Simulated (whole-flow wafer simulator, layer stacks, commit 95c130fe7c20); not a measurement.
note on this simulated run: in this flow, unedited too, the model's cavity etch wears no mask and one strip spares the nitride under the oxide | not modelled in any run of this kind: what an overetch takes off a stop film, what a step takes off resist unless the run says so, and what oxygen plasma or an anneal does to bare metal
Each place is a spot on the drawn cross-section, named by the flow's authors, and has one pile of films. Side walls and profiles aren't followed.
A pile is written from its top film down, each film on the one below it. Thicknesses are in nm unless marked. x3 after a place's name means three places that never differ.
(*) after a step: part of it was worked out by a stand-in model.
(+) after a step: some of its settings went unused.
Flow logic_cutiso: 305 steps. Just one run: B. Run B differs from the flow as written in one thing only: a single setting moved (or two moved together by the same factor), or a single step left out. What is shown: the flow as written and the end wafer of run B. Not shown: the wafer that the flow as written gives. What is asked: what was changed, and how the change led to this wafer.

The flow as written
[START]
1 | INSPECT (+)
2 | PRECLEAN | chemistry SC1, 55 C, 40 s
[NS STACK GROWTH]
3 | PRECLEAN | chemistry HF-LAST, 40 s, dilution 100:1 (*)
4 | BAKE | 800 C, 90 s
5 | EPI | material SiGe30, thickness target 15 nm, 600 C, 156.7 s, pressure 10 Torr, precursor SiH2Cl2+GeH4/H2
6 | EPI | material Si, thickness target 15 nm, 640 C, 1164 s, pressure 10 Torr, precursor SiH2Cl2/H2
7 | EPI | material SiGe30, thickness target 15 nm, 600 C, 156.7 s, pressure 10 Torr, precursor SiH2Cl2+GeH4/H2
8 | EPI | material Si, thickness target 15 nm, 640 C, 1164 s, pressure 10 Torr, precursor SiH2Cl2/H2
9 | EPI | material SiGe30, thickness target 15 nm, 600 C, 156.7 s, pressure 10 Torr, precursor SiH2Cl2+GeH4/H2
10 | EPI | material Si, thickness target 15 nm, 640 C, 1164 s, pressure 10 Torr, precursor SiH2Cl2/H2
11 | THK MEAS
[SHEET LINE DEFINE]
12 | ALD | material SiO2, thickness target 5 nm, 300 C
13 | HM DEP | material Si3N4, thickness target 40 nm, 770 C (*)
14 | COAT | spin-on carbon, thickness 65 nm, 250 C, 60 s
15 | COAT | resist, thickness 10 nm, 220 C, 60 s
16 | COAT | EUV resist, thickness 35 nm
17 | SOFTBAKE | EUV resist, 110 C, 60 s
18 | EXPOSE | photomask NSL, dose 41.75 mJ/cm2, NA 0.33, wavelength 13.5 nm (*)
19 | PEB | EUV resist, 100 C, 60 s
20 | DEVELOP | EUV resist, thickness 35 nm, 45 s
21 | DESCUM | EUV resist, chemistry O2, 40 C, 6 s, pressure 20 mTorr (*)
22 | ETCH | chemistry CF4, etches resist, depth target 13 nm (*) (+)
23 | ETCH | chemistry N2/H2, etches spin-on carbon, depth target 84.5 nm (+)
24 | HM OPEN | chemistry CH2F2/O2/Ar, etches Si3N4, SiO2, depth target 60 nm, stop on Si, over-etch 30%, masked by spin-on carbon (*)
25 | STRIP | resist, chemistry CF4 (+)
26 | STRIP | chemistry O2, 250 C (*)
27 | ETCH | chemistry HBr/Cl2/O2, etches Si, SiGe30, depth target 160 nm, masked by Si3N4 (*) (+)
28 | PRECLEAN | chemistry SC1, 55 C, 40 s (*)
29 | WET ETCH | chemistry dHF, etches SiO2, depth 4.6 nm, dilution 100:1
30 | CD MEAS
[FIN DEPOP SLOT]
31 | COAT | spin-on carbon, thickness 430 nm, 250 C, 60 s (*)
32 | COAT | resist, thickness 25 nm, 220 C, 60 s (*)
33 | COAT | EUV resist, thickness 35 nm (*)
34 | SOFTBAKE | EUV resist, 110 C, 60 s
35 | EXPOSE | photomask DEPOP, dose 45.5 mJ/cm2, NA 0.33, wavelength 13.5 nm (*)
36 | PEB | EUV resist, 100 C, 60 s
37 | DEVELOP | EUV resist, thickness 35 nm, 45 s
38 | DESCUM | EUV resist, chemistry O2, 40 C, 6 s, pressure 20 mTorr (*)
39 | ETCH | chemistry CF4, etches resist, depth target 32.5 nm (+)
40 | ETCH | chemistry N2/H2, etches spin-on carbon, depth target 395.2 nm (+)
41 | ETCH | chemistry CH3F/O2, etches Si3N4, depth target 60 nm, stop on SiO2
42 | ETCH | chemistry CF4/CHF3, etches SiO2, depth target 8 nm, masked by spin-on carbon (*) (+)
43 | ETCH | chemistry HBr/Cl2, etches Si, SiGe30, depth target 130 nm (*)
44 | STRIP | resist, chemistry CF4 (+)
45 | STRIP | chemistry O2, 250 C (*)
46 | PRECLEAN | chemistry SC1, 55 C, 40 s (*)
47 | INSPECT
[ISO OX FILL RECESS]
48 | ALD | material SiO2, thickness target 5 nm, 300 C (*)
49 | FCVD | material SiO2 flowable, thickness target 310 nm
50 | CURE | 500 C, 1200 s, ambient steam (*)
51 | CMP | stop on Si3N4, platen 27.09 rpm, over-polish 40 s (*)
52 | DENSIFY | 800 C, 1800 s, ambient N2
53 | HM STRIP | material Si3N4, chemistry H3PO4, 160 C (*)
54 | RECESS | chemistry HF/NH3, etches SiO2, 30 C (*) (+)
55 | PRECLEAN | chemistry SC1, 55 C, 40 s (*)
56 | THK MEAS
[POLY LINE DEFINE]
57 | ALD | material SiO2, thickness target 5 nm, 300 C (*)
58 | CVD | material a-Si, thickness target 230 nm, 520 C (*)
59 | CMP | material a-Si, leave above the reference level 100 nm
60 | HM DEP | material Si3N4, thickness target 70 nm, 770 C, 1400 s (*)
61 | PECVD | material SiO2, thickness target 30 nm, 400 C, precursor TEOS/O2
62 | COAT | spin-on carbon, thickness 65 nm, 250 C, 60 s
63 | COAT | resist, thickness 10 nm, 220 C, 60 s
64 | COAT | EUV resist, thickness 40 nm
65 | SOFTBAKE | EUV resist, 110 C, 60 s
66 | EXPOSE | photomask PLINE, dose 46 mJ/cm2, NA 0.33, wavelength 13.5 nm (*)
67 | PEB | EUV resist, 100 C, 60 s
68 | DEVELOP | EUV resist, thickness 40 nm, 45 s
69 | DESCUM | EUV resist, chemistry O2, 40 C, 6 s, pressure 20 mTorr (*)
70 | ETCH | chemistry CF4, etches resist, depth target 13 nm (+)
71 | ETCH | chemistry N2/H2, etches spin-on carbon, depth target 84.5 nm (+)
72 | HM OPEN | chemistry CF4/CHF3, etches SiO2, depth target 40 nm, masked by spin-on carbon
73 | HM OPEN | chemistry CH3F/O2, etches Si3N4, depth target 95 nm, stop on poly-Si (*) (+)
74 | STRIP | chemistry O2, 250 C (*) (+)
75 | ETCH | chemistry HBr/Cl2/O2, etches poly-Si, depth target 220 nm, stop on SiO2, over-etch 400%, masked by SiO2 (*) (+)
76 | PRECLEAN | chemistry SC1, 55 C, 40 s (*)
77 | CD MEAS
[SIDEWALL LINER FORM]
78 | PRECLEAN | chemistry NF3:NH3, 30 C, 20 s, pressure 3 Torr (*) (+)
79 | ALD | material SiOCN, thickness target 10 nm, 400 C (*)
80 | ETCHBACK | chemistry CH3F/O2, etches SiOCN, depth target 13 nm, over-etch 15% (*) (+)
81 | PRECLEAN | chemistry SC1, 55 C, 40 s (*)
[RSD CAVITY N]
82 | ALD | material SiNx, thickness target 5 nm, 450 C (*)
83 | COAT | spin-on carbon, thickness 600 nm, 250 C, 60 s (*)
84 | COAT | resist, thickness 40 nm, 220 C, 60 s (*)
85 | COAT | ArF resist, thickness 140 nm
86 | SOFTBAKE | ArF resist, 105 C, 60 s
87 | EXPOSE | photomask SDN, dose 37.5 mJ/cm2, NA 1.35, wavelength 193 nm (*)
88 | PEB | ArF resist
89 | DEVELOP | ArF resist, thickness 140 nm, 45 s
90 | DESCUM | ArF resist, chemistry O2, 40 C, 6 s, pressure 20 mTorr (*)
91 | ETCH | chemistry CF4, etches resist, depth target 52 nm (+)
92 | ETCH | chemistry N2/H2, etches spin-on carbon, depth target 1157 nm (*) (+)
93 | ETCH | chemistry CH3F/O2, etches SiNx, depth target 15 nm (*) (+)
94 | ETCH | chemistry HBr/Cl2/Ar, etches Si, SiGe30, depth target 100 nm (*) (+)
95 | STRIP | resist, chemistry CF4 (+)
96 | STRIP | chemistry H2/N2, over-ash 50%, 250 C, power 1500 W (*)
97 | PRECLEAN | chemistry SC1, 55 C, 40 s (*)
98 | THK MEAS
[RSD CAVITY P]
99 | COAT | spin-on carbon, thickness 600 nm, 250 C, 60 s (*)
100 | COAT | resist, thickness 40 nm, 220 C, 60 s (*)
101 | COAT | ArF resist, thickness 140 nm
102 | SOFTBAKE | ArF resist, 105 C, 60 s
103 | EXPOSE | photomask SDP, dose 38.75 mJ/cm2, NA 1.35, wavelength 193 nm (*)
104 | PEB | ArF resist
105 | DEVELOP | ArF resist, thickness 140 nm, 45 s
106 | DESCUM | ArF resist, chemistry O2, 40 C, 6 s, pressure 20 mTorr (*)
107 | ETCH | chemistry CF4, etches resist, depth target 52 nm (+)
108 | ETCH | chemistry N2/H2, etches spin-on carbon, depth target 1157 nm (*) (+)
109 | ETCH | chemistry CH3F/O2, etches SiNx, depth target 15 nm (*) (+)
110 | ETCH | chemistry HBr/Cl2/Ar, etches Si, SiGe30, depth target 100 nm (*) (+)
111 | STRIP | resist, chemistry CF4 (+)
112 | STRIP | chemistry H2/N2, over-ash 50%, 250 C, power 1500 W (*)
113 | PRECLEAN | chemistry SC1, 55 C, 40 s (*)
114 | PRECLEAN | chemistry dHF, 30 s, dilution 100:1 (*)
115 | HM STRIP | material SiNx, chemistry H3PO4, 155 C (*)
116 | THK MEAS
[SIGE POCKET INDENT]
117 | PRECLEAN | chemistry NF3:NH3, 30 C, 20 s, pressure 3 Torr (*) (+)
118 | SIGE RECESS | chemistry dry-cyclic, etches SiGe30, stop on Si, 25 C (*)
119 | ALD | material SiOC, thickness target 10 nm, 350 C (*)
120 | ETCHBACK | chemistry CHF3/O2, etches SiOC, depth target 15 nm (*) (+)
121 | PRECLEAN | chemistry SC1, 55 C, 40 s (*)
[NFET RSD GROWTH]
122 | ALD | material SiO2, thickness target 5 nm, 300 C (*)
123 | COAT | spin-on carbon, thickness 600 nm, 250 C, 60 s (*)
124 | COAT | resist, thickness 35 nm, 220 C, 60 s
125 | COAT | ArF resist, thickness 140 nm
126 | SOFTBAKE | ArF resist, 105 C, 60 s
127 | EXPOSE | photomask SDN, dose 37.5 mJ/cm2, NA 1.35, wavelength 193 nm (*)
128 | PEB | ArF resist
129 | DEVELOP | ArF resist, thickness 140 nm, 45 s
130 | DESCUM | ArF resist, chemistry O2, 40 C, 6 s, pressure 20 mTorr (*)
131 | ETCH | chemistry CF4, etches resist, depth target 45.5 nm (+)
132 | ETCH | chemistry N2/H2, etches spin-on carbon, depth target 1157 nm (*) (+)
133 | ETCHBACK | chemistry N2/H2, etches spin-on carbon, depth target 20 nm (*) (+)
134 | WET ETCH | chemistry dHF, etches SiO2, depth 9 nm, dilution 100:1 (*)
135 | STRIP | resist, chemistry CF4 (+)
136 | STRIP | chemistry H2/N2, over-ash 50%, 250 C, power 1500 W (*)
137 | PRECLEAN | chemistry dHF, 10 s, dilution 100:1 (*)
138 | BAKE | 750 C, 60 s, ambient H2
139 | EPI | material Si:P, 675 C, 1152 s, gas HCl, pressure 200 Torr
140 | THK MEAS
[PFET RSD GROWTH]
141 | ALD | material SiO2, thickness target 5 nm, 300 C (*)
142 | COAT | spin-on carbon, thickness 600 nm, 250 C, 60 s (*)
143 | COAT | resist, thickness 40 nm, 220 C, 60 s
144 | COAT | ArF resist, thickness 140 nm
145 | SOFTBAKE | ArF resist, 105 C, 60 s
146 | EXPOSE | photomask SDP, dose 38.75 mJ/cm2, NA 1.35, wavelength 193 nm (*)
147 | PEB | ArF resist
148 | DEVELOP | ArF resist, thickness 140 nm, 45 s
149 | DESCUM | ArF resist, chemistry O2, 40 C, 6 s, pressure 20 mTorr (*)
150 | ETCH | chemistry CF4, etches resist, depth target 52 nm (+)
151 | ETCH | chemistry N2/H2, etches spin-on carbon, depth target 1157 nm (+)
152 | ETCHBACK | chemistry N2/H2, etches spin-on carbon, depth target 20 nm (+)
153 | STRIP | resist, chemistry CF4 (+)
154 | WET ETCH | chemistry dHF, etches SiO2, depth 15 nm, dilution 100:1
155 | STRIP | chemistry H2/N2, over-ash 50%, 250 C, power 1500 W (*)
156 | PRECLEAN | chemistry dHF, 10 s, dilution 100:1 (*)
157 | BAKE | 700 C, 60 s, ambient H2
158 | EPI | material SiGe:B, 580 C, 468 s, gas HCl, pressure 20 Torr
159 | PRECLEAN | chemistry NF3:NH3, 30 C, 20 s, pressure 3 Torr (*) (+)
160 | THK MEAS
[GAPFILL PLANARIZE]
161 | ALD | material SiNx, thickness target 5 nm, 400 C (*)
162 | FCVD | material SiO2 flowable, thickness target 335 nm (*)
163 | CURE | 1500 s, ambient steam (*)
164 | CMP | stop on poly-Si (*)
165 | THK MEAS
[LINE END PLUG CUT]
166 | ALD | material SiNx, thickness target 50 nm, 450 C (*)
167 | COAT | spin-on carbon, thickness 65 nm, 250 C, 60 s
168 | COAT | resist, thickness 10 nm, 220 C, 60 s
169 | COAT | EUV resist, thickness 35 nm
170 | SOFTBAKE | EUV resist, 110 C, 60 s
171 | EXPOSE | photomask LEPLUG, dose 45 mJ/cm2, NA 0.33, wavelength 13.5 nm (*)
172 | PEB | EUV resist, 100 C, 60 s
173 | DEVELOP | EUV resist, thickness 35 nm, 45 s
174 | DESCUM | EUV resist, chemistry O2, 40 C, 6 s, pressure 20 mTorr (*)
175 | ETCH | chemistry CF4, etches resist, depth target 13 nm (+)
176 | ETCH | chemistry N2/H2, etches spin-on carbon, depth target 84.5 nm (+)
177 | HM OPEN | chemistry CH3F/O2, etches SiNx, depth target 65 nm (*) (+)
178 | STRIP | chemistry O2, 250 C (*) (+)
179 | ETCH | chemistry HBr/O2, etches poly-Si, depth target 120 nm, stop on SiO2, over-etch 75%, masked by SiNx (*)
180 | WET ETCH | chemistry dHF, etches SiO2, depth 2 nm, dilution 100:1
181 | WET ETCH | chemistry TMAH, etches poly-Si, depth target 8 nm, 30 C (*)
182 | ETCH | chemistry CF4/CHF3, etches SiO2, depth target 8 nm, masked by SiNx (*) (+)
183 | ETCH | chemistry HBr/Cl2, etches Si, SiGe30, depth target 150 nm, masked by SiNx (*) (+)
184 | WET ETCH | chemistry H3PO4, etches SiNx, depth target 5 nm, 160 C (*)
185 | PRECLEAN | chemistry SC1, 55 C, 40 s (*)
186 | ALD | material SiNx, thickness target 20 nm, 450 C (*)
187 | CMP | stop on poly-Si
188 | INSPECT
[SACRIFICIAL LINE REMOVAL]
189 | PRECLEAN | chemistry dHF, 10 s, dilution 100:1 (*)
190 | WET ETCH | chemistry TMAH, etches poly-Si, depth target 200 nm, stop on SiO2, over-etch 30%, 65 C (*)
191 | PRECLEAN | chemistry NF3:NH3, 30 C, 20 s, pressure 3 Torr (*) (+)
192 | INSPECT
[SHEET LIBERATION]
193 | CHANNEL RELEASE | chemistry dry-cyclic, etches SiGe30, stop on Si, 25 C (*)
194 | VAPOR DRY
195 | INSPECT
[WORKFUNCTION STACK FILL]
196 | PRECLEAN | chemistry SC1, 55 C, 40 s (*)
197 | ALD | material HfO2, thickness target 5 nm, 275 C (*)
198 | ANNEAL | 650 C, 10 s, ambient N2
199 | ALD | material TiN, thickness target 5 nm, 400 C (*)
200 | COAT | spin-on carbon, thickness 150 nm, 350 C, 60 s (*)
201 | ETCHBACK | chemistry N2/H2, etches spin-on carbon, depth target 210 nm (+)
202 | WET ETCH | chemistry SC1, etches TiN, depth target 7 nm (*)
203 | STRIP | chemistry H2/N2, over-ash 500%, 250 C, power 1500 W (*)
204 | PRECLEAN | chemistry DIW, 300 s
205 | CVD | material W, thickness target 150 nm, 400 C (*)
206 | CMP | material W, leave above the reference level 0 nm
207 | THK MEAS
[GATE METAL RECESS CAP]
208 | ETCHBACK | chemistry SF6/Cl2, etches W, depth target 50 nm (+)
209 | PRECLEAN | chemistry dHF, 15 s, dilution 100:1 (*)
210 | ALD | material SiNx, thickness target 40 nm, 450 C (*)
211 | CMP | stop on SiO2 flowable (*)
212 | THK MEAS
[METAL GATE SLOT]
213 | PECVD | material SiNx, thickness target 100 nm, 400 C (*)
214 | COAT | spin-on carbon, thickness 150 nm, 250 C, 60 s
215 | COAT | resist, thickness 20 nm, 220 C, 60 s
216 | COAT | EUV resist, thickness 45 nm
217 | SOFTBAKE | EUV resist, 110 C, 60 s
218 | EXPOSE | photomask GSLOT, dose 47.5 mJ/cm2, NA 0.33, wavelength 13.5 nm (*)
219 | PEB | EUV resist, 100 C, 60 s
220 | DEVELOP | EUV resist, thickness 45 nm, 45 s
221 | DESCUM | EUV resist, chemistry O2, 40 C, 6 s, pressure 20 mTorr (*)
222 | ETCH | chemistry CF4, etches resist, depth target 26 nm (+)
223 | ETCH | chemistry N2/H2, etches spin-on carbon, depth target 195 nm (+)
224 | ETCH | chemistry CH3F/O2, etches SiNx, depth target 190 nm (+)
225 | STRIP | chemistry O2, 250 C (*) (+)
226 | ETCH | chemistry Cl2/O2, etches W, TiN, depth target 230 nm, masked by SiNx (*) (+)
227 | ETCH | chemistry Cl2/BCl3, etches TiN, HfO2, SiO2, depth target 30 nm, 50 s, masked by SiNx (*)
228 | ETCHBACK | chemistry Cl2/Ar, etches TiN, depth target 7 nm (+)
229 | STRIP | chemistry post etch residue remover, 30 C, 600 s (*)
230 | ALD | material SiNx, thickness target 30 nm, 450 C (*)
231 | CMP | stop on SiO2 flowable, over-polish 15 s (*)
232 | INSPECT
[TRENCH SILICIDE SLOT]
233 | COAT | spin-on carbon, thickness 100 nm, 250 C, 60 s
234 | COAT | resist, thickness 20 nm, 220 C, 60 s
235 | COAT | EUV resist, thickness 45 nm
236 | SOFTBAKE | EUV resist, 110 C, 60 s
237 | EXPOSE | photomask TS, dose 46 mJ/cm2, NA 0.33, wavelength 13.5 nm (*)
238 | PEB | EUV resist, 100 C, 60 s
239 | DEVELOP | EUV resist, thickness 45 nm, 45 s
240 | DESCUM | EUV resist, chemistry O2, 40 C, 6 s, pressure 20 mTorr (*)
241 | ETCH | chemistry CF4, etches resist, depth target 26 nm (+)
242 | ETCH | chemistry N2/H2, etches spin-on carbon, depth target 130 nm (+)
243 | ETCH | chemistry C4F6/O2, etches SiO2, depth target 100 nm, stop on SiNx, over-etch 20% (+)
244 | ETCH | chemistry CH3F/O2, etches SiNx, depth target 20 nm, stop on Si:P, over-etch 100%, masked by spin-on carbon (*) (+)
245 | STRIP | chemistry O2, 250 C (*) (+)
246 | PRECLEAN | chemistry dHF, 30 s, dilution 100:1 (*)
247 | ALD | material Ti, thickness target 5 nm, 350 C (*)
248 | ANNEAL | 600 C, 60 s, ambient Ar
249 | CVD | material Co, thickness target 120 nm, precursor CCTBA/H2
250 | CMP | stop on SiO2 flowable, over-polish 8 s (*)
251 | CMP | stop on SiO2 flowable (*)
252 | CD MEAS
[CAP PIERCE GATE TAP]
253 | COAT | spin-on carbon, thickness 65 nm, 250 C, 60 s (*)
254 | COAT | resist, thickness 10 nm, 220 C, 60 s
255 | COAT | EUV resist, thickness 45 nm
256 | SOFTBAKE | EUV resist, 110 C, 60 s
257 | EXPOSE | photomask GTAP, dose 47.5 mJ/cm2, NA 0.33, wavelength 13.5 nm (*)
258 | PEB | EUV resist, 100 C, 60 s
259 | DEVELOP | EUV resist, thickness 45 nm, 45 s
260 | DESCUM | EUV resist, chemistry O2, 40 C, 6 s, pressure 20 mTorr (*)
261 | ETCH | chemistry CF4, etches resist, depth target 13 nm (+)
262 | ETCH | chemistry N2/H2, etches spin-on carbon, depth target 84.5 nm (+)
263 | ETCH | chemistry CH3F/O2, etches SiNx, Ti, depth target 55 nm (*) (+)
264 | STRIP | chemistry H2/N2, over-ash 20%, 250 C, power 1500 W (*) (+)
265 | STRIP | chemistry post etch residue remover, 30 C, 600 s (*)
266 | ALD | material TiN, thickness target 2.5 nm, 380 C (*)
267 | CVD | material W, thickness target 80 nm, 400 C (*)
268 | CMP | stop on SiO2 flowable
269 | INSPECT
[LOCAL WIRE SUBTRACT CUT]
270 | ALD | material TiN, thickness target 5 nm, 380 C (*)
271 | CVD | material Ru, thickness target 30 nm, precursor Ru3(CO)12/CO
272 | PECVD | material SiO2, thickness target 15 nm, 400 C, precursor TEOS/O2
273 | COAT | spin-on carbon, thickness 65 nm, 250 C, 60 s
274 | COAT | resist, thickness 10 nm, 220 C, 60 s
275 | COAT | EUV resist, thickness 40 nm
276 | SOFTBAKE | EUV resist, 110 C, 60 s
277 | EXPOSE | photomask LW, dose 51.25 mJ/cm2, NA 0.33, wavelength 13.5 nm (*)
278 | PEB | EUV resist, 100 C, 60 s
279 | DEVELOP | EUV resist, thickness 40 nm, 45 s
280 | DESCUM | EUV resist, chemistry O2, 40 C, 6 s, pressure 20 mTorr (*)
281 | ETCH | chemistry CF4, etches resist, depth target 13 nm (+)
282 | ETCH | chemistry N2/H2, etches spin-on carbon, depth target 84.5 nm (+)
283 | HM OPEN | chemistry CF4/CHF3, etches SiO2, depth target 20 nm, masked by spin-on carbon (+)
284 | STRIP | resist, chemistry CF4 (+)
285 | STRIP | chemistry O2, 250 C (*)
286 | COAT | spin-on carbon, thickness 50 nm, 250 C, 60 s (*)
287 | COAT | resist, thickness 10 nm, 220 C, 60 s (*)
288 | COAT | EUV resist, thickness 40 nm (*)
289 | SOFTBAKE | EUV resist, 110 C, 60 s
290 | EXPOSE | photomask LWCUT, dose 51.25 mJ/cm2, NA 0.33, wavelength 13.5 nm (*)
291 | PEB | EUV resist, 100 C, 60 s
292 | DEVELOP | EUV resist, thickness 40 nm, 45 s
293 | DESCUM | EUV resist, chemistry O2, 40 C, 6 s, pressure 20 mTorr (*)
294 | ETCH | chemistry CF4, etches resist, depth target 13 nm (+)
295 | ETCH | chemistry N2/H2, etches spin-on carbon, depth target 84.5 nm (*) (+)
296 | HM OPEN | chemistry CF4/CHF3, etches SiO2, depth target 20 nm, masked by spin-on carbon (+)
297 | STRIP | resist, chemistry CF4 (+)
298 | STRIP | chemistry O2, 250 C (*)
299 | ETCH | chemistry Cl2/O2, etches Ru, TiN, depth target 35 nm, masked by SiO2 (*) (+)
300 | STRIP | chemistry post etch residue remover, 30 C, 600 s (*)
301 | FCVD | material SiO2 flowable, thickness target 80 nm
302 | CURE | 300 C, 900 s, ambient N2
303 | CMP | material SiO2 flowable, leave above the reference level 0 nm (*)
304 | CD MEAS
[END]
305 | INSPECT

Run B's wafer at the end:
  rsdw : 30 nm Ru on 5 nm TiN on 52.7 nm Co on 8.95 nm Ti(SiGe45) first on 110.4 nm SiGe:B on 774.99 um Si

The reason: step 296, HM OPEN: chemistry CF4/CHF3, etches SiO2, depth target 20 nm, masked by spin-on carbon (+), was omitted.

Step by step, how the change led to this:
  297 | STRIP | resist, chemistry CF4 (+)
      depop, dpovl, glp, isow, ns, nsgap, plug: -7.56 resist (all of it) (it would be, as written: nothing)
      gfld, gxf, gxn, iso, lnr, lnri, rsdx: -7.88 resist (all of it) (it would be, as written: nothing)
      (also at 8 further places)
  298 | STRIP | chemistry O2, 250 C (*)
      gfld, gxf, gxn, iso, lnr, lnri, rsdx: -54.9 spin-on carbon (all of it) (it would be, as written: -51 spin-on carbon (all of it))
      depop, dpovl, isow, ns, nsgap: -50 spin-on carbon (all of it) (it would be, as written: -46 spin-on carbon (all of it))
      (also at 9 further places)
  299 | ETCH | chemistry Cl2/O2, etches Ru, TiN, depth target 35 nm, masked by SiO2 (*) (+)
      rsdw: -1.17 SiO2 (it would be, as written: -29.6 Ru (all of it), -5 TiN (all of it))
  301 | FCVD | material SiO2 flowable, thickness target 80 nm
      gfld, gl, glp, gxf, gxn, gxp, plug: +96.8 SiO2 flowable (new film) (it would be, as written: +94.4 SiO2 flowable (new film))
      lnrt, rsdn, rsdp, tap: +47.7 SiO2 flowable (new film) (it would be, as written: +45.3 SiO2 flowable (new film))
      (also at 6 further places)
  303 | CMP | material SiO2 flowable, leave above the reference level 0 nm (*)
      rsdw: -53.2 SiO2 flowable (all of it), -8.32 SiO2 (all of it) (it would be, as written: -59.2 SiO2 flowable)
      gfld, gl, glp and 9 more: -61.6 SiO2 flowable (it would be, as written: -59.2 SiO2 flowable)
      (also at 4 further places)
